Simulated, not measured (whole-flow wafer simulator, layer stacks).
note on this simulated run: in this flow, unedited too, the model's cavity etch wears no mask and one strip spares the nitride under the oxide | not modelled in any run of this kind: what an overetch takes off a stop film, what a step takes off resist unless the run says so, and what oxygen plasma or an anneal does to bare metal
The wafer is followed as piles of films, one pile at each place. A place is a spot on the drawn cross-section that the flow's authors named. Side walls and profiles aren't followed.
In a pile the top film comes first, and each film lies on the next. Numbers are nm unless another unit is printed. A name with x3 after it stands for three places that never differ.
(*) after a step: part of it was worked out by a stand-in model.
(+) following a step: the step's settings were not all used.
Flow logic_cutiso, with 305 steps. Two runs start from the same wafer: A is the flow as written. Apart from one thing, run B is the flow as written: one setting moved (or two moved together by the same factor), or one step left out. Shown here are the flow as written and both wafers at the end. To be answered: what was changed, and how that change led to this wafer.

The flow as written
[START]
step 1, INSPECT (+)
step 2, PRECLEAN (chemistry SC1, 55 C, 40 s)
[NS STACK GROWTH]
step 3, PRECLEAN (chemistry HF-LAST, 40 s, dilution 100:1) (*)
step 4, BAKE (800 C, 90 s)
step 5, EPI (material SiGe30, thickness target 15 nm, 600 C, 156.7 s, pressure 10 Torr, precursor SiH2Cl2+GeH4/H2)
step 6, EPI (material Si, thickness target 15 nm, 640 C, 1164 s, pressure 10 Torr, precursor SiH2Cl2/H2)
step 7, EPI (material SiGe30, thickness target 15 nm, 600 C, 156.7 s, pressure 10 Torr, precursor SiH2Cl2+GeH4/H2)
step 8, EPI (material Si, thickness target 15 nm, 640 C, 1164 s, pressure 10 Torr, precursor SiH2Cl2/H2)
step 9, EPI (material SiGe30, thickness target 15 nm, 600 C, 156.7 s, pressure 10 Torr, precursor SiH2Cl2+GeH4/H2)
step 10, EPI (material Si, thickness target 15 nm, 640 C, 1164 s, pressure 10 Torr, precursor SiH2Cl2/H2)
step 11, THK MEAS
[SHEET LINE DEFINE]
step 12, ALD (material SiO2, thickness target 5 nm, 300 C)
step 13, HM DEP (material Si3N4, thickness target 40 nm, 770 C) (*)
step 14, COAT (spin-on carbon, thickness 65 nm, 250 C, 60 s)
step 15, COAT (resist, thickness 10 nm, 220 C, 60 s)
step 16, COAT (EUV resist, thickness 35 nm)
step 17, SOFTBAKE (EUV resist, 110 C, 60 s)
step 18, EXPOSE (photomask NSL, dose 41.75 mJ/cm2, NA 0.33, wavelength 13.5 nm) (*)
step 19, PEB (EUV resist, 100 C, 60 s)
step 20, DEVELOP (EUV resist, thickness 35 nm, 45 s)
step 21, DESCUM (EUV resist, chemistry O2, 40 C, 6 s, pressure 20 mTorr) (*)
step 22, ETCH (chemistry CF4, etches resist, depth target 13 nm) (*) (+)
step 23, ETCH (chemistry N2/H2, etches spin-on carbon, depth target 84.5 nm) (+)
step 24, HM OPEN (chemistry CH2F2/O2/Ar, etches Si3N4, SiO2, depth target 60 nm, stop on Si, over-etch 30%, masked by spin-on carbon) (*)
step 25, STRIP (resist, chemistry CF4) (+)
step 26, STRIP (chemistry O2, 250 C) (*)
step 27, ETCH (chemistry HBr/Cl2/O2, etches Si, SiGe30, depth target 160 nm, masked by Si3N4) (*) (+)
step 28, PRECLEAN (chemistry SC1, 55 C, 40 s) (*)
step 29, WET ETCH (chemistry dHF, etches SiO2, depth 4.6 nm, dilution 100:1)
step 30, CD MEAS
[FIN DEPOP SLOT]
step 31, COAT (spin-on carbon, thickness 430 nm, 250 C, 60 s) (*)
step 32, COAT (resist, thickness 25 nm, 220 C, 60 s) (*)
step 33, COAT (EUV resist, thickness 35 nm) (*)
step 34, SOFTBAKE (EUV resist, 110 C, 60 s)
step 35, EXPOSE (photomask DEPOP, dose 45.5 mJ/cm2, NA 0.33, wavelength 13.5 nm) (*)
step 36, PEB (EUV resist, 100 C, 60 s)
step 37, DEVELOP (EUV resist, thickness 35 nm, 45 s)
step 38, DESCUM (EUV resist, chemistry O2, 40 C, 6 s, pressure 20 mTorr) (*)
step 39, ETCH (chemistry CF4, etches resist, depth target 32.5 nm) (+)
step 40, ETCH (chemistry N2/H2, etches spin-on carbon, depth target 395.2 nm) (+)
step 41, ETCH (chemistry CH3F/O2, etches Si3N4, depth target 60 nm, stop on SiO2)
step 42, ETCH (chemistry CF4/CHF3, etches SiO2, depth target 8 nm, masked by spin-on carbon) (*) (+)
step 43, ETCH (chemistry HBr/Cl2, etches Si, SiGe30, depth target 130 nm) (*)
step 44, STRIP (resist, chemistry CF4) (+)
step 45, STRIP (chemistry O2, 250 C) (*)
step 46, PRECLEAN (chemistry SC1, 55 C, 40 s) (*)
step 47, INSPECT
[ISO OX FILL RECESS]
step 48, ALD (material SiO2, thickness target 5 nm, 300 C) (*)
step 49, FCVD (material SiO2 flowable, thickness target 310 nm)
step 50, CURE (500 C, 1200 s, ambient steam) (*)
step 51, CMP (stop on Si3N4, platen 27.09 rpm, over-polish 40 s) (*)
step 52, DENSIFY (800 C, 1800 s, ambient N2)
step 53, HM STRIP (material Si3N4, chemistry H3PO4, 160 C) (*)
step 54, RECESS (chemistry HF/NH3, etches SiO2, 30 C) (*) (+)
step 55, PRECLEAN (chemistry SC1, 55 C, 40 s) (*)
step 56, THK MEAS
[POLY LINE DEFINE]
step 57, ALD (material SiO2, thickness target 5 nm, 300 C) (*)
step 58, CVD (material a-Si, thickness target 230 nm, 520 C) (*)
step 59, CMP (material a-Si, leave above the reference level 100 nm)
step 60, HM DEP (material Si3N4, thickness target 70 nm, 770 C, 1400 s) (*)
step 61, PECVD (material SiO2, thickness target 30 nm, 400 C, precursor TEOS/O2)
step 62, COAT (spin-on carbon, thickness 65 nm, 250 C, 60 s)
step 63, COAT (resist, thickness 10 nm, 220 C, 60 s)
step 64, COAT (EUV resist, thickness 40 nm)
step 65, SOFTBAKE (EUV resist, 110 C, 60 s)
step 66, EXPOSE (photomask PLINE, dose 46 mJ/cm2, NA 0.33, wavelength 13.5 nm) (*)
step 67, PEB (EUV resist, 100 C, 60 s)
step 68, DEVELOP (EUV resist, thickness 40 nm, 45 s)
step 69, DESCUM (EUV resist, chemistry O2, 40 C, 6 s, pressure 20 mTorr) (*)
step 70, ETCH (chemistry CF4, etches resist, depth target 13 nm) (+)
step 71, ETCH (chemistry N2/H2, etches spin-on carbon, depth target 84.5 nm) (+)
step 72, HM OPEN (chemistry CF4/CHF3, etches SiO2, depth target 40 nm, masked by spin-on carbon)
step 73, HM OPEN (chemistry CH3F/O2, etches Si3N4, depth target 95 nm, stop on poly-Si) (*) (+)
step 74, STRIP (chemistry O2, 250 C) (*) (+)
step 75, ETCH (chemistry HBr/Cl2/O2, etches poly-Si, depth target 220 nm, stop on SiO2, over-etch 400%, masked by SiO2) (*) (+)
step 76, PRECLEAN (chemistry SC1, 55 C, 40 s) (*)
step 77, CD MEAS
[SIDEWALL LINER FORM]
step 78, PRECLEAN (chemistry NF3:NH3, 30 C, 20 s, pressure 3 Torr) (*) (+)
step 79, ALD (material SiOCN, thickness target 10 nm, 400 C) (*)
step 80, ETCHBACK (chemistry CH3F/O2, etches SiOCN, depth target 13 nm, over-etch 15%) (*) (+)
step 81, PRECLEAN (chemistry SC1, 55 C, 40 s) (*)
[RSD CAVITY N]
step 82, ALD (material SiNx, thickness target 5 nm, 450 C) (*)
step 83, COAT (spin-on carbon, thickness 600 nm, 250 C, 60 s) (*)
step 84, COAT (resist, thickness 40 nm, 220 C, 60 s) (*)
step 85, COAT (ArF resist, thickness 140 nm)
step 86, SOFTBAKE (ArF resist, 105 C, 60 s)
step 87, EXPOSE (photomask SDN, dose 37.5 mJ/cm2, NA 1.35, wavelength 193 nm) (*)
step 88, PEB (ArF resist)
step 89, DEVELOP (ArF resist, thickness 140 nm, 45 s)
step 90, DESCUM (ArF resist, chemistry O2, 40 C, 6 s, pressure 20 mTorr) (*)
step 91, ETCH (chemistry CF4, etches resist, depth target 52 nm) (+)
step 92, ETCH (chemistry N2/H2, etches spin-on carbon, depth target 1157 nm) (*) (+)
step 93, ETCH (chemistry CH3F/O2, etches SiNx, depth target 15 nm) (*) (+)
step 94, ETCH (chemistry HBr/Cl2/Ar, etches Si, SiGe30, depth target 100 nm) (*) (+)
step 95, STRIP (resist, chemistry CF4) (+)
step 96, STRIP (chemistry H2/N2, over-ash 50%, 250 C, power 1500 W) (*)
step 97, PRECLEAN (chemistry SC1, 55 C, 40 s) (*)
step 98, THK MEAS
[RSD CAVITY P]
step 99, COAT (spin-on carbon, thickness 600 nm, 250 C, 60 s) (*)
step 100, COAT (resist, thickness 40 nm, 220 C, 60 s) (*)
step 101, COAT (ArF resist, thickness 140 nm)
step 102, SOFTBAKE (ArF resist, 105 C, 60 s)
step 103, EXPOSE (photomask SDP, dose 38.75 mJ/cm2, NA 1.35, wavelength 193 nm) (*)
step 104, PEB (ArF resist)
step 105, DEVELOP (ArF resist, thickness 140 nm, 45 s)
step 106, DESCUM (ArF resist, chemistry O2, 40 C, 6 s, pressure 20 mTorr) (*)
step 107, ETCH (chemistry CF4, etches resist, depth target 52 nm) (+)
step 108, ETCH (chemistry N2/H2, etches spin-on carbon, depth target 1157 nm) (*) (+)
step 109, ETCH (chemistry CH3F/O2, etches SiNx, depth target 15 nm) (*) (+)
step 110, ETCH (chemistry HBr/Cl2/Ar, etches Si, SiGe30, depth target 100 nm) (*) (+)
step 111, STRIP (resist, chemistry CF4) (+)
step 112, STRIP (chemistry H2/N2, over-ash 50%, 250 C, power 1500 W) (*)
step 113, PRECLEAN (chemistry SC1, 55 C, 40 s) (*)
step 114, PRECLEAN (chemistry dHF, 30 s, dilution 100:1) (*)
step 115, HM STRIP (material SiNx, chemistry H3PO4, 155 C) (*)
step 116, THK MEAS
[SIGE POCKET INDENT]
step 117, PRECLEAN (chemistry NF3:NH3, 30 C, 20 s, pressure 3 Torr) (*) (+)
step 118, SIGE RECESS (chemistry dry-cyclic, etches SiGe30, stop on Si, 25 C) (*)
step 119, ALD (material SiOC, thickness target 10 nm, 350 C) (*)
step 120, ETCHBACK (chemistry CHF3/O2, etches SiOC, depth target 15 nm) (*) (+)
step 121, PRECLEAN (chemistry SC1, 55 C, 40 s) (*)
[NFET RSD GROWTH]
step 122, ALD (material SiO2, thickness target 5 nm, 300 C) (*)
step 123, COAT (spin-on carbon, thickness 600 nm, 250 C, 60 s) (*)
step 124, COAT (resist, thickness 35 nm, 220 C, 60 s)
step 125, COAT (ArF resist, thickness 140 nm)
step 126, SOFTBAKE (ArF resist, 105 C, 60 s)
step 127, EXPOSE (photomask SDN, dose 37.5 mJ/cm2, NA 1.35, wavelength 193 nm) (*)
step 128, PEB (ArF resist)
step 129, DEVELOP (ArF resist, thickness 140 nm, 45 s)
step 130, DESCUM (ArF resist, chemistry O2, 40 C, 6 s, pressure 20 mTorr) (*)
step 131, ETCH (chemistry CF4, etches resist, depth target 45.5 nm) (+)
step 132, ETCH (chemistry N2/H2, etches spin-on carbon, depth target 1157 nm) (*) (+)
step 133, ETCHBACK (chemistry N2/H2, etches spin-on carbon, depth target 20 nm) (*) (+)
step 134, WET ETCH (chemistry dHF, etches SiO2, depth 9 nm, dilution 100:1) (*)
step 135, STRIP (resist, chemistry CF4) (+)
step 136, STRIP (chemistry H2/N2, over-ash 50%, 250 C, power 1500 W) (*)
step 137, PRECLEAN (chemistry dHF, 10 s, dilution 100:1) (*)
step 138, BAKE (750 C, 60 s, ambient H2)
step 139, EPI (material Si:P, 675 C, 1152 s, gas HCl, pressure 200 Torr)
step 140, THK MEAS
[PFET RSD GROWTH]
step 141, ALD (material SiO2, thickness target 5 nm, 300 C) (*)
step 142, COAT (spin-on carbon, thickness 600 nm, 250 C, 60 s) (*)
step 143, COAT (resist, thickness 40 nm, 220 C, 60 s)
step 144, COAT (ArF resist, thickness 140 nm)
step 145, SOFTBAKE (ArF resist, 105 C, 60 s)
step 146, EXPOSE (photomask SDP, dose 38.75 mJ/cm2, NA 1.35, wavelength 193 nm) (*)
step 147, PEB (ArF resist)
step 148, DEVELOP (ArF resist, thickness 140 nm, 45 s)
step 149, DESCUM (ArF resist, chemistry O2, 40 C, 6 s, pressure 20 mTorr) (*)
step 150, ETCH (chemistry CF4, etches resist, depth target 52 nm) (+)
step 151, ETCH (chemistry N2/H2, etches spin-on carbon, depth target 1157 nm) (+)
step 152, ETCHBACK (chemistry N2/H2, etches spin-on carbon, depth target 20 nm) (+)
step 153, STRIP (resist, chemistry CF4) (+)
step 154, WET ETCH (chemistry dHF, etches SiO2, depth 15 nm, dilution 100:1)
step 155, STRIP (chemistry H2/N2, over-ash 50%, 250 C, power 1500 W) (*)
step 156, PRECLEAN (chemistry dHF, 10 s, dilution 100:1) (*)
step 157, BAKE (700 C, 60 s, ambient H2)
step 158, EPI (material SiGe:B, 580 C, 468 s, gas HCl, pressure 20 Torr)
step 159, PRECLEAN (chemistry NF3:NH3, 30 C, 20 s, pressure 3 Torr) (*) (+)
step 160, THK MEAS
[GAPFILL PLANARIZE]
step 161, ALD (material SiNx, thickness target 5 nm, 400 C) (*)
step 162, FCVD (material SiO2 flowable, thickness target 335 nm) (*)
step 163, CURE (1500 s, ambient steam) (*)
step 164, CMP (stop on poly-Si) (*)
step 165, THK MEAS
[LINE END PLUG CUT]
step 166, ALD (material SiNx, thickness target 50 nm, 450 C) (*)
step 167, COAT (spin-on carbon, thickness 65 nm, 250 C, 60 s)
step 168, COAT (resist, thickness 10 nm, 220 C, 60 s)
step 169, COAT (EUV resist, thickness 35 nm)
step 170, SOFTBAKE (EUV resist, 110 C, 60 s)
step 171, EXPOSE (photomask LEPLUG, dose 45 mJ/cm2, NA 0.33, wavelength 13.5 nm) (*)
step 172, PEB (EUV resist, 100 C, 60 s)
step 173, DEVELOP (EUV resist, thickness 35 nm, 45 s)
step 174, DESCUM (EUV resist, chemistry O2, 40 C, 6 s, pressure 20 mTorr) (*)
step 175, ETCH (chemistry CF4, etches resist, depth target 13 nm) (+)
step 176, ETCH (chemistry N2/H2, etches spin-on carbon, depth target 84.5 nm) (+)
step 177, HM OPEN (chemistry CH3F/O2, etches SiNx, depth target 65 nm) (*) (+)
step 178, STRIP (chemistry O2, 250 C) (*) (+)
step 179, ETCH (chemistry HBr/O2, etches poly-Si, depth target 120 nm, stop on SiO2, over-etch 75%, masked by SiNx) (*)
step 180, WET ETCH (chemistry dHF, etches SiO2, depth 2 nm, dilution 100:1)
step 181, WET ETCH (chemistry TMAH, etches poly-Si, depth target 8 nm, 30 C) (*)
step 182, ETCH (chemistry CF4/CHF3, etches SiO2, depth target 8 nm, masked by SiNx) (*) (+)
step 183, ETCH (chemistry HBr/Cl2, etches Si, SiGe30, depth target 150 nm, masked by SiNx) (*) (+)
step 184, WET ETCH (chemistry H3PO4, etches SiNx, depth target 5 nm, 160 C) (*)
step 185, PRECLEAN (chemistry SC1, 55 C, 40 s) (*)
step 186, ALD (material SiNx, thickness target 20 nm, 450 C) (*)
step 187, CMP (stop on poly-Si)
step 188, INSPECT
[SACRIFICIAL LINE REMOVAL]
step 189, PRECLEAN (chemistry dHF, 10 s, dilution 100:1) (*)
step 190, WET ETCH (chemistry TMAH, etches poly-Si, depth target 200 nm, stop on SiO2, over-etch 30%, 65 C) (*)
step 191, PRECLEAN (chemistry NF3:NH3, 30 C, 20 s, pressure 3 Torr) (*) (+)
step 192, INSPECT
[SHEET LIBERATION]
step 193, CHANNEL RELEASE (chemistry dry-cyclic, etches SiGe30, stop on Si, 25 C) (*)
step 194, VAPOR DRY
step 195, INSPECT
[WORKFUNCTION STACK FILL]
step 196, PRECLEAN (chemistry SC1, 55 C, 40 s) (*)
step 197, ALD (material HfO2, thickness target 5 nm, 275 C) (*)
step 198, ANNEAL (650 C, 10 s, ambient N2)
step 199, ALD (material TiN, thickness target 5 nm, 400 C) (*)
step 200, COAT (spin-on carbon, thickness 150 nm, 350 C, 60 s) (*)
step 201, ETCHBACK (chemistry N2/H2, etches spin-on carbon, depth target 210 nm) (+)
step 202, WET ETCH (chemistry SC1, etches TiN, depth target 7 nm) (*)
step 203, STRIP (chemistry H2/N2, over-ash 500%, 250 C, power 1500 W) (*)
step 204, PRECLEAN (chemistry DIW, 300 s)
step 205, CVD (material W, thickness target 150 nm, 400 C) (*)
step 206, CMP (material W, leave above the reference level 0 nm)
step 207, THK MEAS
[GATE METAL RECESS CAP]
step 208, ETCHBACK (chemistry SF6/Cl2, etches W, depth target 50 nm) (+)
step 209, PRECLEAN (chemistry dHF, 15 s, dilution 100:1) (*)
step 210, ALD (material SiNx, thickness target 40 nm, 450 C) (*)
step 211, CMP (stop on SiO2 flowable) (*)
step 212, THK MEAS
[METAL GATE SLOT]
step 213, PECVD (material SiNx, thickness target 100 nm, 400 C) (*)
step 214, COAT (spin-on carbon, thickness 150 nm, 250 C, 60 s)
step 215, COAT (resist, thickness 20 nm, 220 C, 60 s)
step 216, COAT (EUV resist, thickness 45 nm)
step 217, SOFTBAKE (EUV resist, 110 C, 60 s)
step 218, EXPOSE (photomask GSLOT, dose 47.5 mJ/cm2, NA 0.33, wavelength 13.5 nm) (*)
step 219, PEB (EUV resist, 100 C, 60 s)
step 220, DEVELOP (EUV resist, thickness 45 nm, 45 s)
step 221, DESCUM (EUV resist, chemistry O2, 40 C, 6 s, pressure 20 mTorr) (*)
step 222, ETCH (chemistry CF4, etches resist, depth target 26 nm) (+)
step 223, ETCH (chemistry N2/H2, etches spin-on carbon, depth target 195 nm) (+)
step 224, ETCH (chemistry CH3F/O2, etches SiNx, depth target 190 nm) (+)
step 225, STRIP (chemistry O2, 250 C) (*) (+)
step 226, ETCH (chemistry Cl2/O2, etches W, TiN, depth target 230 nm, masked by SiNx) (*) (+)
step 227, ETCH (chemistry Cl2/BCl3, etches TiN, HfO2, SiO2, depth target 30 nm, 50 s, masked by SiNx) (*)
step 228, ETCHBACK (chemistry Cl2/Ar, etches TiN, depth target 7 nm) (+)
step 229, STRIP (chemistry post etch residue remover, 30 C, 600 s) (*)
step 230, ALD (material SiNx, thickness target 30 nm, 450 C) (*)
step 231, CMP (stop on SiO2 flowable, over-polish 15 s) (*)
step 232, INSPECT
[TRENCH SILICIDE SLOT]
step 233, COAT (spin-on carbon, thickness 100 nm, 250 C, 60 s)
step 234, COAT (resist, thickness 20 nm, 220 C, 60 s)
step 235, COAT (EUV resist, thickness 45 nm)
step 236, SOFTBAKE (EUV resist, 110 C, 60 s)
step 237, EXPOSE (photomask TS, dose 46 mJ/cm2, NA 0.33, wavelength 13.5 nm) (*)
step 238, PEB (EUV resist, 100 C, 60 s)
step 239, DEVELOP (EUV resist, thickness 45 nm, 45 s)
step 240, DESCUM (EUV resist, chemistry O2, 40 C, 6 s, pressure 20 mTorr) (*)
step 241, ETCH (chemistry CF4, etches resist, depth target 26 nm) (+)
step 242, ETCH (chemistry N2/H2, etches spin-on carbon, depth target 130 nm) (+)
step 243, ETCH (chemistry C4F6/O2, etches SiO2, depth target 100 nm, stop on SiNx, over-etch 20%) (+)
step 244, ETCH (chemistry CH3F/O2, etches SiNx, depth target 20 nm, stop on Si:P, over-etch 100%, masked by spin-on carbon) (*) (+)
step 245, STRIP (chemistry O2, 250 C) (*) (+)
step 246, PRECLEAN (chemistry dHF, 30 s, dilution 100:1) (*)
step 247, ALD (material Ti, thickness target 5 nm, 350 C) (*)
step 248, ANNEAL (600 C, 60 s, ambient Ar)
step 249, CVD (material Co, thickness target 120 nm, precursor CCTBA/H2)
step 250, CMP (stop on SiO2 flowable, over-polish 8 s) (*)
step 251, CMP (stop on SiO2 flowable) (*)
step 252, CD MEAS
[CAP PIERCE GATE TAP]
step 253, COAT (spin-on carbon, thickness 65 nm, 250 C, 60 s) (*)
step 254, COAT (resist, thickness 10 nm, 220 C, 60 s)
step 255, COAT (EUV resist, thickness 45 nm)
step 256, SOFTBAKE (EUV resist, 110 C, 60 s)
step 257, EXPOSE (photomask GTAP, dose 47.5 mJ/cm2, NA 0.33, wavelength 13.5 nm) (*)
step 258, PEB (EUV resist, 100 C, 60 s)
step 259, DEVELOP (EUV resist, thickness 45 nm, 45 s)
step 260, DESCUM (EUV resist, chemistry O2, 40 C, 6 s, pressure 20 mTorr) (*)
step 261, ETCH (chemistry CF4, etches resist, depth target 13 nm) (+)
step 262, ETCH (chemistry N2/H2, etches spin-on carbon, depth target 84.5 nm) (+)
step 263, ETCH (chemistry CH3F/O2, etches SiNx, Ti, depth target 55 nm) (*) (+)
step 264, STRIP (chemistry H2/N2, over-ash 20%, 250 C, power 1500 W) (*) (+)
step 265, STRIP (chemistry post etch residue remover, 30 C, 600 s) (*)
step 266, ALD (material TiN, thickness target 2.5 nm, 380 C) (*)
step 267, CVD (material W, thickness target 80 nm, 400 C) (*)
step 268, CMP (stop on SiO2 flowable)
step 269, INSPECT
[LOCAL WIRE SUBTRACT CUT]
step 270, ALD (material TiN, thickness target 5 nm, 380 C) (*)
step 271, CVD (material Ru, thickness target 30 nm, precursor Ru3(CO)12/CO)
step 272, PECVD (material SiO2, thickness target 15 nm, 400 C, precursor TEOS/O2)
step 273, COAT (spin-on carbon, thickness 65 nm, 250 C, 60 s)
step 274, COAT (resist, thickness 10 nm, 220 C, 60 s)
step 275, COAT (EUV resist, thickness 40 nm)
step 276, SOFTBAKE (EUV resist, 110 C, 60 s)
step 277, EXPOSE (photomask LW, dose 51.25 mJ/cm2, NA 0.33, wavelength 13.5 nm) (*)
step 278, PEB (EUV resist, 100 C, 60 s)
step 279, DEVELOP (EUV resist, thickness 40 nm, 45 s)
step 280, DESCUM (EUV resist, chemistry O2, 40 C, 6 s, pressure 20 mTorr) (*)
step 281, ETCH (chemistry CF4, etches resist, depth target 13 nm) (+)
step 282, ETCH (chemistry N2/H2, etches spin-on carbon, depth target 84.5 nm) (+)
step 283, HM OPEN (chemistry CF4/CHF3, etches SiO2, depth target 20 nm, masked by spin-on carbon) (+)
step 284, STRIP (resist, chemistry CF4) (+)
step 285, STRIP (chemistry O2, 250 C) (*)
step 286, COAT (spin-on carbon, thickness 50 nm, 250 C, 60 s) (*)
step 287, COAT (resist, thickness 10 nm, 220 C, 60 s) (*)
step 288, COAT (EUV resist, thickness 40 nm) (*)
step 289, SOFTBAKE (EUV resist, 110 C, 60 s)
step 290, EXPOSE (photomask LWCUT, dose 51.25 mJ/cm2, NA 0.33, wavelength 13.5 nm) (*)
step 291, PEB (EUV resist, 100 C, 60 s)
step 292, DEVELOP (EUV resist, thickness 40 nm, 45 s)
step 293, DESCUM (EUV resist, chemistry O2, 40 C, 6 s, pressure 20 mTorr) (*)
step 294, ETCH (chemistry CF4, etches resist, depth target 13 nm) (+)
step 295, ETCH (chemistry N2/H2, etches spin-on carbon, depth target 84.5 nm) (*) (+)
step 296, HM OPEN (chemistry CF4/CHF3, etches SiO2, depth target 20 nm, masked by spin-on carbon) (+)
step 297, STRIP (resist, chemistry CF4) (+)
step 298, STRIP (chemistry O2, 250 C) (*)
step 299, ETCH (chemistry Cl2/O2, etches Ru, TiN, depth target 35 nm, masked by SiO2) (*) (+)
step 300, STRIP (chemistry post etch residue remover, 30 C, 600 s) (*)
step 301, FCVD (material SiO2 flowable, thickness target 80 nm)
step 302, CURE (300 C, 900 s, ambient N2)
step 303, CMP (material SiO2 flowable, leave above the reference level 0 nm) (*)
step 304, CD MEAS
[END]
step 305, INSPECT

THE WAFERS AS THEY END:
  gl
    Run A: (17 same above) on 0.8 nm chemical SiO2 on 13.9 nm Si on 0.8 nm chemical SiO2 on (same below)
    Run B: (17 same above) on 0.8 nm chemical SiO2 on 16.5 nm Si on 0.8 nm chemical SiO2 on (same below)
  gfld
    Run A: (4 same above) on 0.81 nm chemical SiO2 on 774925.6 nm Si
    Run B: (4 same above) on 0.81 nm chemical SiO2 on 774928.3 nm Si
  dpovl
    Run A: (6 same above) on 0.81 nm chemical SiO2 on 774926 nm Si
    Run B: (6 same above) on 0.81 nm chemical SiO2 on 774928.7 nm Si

Cause: step 6, EPI: 1368 s was run, while the flow as written has 1164 s.

How this came from the change, step by step:
  step 6, EPI (material Si, thickness target 15 nm, 640 C, 1164 s, pressure 10 Torr, precursor SiH2Cl2/H2)
      depop, dpovl, gfld and 19 more: A +15 Si (new film) | B +17.6 Si (new film)
  step 27, ETCH (chemistry HBr/Cl2/O2, etches Si, SiGe30, depth target 160 nm, masked by Si3N4) (*) (+)
      gfld, gxf, iso, lnri: A -0.79 chemical SiO2 (all of it), -11.4 Si (all of it), -15 SiGe30 (all of it), -15 Si (all of it), -15 SiGe30 (all of it), -15 Si (all of it), -15 SiGe30 (all of it), -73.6 Si | B -0.79 chemical SiO2 (all of it), -11.4 Si (all of it), -15 SiGe30 (all of it), -15 Si (all of it), -15 SiGe30 (all of it), -17.6 Si (all of it), -15 SiGe30 (all of it), -71 Si
      dpovl, nsgap: A -0.79 chemical SiO2 (all of it), -11.8 Si (all of it), -15 SiGe30 (all of it), -15 Si (all of it), -15 SiGe30 (all of it), -15 Si (all of it), -15 SiGe30 (all of it), -73.2 Si | B -0.79 chemical SiO2 (all of it), -11.8 Si (all of it), -15 SiGe30 (all of it), -15 Si (all of it), -15 SiGe30 (all of it), -17.6 Si (all of it), -15 SiGe30 (all of it), -70.6 Si
      (as well as at 1 more place)
  step 43, ETCH (chemistry HBr/Cl2, etches Si, SiGe30, depth target 130 nm) (*)
      depop: A -14 Si (all of it), -15 SiGe30 (all of it), -15 Si (all of it), -15 SiGe30 (all of it), -15 Si (all of it), -15 SiGe30 (all of it), -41 Si | B -14 Si (all of it), -15 SiGe30 (all of it), -15 Si (all of it), -15 SiGe30 (all of it), -17.6 Si (all of it), -15 SiGe30 (all of it), -38.3 Si
  step 94, ETCH (chemistry HBr/Cl2/Ar, etches Si, SiGe30, depth target 100 nm) (*) (+)
      rsdn, rsdx: A -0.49 chemical SiO2 (all of it), -12.8 Si (all of it), -15 SiGe30 (all of it), -15 Si (all of it), -15 SiGe30 (all of it), -15 Si (all of it), -15 SiGe30 (all of it), -12.2 Si | B -0.49 chemical SiO2 (all of it), -12.8 Si (all of it), -15 SiGe30 (all of it), -15 Si (all of it), -15 SiGe30 (all of it), -17.6 Si (all of it), -15 SiGe30 (all of it), -9.54 Si
  step 110, ETCH (chemistry HBr/Cl2/Ar, etches Si, SiGe30, depth target 100 nm) (*) (+)
      rsdp, rsdw: A -0.49 chemical SiO2 (all of it), -12.8 Si (all of it), -15 SiGe30 (all of it), -15 Si (all of it), -15 SiGe30 (all of it), -15 Si (all of it), -15 SiGe30 (all of it), -12.2 Si | B -0.49 chemical SiO2 (all of it), -12.8 Si (all of it), -15 SiGe30 (all of it), -15 Si (all of it), -15 SiGe30 (all of it), -17.6 Si (all of it), -15 SiGe30 (all of it), -9.54 Si
  step 183, ETCH (chemistry HBr/Cl2, etches Si, SiGe30, depth target 150 nm, masked by SiNx) (*) (+)
      plug: A -13.6 Si (all of it), -15 SiGe30 (all of it), -15 Si (all of it), -15 SiGe30 (all of it), -15 Si (all of it), -15 SiGe30 (all of it), -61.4 Si | B -13.6 Si (all of it), -15 SiGe30 (all of it), -15 Si (all of it), -15 SiGe30 (all of it), -17.6 Si (all of it), -15 SiGe30 (all of it), -58.8 Si
